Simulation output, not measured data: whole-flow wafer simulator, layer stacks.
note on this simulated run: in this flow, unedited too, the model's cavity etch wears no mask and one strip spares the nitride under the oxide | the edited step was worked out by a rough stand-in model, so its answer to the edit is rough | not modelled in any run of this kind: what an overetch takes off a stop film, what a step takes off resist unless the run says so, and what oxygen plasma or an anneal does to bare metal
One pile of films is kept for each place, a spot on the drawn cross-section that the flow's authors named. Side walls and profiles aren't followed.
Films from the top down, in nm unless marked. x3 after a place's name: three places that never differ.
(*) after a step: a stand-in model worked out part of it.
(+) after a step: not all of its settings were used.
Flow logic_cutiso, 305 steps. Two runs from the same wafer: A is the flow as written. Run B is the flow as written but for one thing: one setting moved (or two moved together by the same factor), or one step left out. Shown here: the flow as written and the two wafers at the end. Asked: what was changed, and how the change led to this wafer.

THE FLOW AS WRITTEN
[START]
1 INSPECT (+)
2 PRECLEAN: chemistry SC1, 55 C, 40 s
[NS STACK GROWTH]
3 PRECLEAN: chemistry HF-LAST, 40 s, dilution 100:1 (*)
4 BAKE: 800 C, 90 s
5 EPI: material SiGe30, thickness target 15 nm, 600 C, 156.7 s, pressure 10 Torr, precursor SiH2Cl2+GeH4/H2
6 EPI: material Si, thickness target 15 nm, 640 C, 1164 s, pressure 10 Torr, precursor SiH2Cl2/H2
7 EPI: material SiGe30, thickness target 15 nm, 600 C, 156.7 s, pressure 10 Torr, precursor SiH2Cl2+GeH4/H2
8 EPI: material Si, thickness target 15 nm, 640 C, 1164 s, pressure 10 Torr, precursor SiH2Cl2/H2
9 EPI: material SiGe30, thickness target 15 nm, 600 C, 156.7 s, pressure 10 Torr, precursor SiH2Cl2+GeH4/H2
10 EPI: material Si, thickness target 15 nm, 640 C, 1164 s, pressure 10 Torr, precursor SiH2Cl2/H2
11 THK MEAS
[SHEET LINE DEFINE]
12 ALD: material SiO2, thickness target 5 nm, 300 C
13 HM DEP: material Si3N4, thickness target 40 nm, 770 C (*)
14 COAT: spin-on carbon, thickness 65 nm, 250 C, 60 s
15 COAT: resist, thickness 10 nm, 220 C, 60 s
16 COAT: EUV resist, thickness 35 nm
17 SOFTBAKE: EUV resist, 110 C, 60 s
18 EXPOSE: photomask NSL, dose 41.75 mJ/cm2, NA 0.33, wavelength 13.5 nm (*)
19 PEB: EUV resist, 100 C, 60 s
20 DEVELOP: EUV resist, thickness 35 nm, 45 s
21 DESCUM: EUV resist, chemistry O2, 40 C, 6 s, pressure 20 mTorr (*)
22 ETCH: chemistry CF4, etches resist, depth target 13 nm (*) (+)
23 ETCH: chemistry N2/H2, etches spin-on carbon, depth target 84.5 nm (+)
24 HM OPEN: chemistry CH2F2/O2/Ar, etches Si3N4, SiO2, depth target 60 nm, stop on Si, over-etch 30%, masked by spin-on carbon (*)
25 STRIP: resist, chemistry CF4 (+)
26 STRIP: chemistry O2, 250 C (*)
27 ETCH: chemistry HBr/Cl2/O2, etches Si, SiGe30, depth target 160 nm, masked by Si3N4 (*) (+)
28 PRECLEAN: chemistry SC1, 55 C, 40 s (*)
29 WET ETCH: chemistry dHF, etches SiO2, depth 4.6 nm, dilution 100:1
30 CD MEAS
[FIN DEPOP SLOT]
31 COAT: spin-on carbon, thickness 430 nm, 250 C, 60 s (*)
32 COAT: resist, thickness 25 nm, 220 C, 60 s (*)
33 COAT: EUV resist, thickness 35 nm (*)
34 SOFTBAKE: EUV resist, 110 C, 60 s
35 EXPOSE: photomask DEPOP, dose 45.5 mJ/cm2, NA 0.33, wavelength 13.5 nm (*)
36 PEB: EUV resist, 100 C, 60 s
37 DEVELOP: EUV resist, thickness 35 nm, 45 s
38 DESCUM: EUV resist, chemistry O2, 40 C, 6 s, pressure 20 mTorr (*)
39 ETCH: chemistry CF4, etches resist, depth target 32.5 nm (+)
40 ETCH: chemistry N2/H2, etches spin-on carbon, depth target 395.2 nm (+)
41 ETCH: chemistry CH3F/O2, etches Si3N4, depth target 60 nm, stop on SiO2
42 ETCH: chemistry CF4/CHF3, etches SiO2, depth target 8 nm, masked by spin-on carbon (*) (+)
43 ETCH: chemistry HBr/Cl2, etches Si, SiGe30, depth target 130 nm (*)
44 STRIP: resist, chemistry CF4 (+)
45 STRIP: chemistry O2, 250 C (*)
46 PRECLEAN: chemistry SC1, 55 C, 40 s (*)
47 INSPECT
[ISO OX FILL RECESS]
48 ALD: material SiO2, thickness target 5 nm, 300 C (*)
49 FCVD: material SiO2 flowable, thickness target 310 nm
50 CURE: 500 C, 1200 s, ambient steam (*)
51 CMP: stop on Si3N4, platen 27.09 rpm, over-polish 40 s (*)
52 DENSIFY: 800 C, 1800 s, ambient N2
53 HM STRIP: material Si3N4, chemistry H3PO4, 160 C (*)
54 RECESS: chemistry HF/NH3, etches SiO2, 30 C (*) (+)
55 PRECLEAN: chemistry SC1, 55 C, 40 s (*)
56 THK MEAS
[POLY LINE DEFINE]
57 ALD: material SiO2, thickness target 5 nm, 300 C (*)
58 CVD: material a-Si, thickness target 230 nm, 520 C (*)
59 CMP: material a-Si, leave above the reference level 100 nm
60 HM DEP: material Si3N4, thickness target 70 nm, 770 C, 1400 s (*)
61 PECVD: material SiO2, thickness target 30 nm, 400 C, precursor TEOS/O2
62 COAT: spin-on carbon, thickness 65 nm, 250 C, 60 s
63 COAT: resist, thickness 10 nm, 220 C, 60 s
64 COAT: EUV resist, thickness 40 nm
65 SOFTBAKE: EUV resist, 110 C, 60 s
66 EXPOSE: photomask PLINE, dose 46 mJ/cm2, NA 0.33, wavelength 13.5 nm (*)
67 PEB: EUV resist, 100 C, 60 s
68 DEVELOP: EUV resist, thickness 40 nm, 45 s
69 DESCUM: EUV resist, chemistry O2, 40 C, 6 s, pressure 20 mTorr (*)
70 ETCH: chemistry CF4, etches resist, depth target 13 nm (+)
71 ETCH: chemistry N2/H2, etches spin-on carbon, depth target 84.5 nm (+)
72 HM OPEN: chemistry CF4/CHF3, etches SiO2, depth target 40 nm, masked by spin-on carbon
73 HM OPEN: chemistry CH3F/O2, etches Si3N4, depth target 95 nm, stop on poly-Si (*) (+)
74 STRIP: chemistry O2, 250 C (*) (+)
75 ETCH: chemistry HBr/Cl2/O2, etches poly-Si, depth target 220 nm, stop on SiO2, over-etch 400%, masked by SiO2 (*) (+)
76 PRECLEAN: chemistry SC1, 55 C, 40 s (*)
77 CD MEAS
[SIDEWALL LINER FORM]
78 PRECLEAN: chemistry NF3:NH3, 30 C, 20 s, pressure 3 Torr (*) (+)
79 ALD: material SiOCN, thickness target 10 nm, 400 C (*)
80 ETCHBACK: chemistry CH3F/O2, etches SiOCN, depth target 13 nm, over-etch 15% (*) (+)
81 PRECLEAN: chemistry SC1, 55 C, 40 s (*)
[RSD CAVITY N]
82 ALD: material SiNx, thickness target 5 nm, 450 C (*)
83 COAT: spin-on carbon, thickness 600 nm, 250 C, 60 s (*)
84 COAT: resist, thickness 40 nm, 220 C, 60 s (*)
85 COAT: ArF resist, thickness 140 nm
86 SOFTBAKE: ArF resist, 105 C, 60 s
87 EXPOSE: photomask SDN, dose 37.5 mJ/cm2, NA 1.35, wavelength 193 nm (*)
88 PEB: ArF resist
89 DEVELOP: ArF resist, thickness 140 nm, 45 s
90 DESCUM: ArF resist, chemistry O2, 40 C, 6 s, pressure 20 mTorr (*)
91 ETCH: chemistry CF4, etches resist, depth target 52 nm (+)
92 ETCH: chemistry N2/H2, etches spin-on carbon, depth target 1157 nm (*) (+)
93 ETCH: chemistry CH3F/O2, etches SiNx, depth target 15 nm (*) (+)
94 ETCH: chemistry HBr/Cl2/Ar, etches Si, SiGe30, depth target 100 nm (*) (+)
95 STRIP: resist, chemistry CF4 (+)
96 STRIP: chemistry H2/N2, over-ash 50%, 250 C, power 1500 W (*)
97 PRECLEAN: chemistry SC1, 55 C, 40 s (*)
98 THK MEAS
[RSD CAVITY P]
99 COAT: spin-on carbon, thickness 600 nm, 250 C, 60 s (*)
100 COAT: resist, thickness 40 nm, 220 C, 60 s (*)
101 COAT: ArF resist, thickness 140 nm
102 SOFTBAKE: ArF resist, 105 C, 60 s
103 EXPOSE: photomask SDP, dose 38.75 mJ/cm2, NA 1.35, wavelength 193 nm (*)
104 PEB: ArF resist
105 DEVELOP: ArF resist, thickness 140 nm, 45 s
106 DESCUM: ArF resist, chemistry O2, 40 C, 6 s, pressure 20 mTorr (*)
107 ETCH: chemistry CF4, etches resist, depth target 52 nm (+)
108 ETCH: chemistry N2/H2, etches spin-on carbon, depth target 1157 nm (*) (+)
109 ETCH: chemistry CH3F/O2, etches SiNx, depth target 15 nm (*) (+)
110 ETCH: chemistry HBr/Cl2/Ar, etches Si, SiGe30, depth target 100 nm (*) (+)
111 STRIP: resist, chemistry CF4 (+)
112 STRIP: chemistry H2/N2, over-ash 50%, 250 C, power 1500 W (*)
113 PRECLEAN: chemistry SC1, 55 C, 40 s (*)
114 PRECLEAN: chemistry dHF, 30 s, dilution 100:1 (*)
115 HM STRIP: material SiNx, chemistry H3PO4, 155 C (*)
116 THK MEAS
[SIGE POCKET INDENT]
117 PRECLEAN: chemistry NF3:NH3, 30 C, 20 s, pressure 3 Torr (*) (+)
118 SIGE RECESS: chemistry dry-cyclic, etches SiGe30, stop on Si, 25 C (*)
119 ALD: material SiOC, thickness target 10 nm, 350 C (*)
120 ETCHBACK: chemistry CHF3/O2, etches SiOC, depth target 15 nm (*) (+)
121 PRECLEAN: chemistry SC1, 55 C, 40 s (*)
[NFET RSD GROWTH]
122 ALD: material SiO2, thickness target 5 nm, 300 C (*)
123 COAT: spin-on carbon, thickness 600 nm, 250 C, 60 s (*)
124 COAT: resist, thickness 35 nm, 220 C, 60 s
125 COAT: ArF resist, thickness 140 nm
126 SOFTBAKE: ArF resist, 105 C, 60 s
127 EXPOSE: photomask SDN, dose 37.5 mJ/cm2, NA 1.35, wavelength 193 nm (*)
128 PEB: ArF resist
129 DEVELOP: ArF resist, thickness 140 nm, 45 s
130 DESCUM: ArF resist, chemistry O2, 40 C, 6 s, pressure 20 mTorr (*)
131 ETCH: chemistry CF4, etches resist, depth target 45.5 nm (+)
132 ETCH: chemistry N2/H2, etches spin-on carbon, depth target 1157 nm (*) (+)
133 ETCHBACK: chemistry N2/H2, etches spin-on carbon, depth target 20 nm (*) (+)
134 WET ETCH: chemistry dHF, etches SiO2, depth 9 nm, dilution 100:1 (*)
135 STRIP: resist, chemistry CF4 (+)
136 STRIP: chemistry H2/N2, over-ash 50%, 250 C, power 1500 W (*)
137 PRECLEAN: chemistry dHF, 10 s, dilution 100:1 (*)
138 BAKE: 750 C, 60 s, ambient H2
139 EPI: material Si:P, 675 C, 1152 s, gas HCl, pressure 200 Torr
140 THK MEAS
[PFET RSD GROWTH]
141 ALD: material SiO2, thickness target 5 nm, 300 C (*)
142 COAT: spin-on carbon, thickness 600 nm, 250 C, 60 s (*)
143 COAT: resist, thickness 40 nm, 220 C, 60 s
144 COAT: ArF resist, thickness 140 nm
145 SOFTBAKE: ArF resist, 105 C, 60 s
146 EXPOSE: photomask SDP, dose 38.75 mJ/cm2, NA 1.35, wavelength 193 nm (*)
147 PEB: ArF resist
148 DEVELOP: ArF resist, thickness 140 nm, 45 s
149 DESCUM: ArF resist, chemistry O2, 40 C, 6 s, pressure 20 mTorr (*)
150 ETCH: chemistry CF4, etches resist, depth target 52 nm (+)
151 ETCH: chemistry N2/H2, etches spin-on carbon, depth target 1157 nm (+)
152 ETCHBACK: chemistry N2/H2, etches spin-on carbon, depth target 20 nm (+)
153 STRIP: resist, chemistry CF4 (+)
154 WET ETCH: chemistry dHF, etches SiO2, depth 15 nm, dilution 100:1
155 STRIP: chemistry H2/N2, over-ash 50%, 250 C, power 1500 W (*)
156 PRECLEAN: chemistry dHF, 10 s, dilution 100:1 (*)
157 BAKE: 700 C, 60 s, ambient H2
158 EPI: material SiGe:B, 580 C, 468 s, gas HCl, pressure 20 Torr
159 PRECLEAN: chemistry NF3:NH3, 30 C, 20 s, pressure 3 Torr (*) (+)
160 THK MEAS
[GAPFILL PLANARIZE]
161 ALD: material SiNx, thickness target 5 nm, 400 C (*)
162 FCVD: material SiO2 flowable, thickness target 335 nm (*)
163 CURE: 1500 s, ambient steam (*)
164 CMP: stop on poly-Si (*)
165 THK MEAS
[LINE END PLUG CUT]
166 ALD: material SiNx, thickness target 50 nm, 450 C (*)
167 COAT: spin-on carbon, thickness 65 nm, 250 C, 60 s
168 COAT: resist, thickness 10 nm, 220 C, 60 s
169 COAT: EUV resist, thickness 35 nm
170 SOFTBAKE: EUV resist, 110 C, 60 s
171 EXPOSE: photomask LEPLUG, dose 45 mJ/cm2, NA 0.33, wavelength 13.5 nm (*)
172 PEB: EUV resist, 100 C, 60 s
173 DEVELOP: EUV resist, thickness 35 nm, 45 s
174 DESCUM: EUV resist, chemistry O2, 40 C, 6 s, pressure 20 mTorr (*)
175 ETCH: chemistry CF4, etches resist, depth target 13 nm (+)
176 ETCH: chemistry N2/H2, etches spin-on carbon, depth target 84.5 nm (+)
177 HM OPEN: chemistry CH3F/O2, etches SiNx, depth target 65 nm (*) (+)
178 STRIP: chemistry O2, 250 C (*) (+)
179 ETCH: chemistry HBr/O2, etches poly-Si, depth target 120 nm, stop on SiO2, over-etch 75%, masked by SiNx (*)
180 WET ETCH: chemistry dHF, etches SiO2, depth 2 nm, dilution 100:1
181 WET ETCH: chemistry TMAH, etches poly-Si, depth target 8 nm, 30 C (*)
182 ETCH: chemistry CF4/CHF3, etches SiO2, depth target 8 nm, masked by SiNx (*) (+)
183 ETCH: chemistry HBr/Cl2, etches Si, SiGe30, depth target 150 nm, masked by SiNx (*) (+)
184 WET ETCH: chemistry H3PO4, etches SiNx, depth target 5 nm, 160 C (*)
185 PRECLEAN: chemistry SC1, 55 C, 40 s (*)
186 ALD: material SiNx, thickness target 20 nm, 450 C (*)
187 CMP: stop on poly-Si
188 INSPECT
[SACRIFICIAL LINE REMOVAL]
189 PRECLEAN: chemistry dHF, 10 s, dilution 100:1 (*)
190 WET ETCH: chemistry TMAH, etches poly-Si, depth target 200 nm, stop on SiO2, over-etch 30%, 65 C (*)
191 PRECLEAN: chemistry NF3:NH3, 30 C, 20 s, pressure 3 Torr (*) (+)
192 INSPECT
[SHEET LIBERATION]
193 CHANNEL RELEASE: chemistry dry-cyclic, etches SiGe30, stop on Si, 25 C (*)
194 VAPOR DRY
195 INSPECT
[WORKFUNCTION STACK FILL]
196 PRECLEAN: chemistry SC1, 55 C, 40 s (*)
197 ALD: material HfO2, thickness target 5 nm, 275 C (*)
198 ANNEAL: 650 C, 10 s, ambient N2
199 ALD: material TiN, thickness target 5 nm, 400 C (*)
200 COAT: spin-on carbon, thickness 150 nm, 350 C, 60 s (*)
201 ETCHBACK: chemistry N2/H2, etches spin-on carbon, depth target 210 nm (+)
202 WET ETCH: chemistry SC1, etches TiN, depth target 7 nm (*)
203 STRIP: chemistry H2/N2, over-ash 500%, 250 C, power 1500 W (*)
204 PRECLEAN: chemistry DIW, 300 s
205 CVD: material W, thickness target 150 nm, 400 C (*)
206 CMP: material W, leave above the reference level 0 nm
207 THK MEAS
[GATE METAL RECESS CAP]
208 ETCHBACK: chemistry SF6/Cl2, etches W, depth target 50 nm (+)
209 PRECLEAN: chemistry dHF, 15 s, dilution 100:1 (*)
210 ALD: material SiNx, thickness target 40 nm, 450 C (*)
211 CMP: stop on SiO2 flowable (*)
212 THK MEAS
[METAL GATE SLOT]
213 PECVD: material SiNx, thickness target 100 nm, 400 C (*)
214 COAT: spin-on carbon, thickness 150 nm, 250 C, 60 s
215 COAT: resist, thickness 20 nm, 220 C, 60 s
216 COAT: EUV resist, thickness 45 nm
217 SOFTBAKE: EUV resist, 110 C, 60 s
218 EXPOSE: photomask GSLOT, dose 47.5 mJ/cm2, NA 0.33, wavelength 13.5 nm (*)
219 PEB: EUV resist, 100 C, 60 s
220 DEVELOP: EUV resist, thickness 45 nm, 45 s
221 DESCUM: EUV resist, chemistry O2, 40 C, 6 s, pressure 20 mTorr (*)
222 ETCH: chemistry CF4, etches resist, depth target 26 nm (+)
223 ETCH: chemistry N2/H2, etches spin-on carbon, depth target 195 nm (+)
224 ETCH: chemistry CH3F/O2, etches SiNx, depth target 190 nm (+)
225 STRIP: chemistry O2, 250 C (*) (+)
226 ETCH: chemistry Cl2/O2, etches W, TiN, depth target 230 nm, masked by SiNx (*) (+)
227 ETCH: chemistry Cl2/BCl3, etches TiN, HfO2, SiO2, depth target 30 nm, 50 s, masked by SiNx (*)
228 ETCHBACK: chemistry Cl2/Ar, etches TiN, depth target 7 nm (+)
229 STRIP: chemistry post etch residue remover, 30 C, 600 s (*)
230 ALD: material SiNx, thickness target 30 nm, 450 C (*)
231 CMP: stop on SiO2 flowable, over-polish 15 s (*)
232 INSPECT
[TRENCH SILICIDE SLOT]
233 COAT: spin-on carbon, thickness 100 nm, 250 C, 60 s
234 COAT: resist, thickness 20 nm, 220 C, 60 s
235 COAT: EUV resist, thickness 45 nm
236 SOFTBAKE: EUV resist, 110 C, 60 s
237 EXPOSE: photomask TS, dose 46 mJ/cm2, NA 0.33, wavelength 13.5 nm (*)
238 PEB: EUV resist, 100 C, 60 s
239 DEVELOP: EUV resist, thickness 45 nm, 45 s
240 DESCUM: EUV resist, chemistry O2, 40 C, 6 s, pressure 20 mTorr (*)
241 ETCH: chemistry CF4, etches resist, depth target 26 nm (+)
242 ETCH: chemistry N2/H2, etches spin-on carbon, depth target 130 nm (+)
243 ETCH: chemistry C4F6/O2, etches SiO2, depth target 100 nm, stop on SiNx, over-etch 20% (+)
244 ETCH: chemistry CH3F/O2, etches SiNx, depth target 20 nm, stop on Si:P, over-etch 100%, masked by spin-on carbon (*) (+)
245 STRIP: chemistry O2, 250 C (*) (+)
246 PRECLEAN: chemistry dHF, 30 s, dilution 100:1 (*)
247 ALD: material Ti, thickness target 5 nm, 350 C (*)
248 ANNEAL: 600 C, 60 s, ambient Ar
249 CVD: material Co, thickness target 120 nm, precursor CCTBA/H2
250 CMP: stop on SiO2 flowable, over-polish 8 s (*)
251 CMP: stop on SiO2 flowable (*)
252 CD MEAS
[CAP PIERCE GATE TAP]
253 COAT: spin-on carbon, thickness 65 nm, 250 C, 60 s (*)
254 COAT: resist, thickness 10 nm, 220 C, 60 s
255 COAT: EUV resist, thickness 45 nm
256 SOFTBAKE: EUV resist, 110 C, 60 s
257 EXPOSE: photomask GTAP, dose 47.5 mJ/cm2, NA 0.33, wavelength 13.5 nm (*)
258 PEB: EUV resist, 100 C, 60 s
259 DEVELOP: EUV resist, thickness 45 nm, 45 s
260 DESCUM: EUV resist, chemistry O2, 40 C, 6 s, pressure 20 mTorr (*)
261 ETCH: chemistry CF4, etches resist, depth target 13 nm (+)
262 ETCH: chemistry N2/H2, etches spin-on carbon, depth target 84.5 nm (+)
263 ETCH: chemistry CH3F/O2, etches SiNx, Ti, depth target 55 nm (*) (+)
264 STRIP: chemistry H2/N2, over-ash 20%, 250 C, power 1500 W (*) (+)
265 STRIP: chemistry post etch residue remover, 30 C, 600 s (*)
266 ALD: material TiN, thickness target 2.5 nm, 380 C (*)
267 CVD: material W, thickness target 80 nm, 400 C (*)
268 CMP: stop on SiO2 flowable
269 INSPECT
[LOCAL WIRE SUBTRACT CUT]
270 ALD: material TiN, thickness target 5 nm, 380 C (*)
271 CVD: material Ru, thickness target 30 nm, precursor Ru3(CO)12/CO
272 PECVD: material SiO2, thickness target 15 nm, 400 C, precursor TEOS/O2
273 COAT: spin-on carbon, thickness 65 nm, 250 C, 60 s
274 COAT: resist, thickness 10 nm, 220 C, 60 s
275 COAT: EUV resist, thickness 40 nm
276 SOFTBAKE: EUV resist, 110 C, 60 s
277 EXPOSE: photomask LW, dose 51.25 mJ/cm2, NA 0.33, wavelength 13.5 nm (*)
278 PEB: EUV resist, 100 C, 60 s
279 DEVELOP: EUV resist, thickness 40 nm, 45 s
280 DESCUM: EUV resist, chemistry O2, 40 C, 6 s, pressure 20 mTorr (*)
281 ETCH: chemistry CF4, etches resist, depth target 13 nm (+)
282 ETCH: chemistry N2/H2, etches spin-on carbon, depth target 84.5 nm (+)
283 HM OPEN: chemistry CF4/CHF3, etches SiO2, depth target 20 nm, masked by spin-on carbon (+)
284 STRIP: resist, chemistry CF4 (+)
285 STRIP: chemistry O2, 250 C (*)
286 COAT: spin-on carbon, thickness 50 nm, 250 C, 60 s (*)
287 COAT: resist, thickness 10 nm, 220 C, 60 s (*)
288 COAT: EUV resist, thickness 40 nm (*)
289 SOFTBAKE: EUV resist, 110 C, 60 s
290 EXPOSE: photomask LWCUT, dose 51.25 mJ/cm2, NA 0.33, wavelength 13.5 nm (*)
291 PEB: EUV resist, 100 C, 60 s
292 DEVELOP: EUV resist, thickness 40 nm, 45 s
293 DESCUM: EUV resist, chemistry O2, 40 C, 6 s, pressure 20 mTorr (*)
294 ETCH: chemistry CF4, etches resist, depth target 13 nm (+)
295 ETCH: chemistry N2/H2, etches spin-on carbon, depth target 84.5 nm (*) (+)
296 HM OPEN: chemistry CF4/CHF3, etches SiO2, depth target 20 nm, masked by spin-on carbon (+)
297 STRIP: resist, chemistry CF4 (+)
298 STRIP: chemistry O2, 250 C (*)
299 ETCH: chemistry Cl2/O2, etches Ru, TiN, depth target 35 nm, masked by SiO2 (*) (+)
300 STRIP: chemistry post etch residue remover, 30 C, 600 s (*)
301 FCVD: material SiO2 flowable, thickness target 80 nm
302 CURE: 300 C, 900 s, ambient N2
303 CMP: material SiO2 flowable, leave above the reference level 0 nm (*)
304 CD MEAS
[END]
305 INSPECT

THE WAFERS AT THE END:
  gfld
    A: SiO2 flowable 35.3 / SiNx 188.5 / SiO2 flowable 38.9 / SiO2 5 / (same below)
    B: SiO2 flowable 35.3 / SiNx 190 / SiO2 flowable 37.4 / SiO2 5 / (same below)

The cause: step 227, ETCH: depth target 31.5 nm was run, where the flow has depth target 30 nm.

How the change led to this, step by step:
  227 ETCH: chemistry Cl2/BCl3, etches TiN, HfO2, SiO2, depth target 30 nm, 50 s, masked by SiNx (*)
      gfld: A HfO2 -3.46 (all of it), SiO2 flowable -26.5 | B HfO2 -3.46 (all of it), SiO2 flowable -28
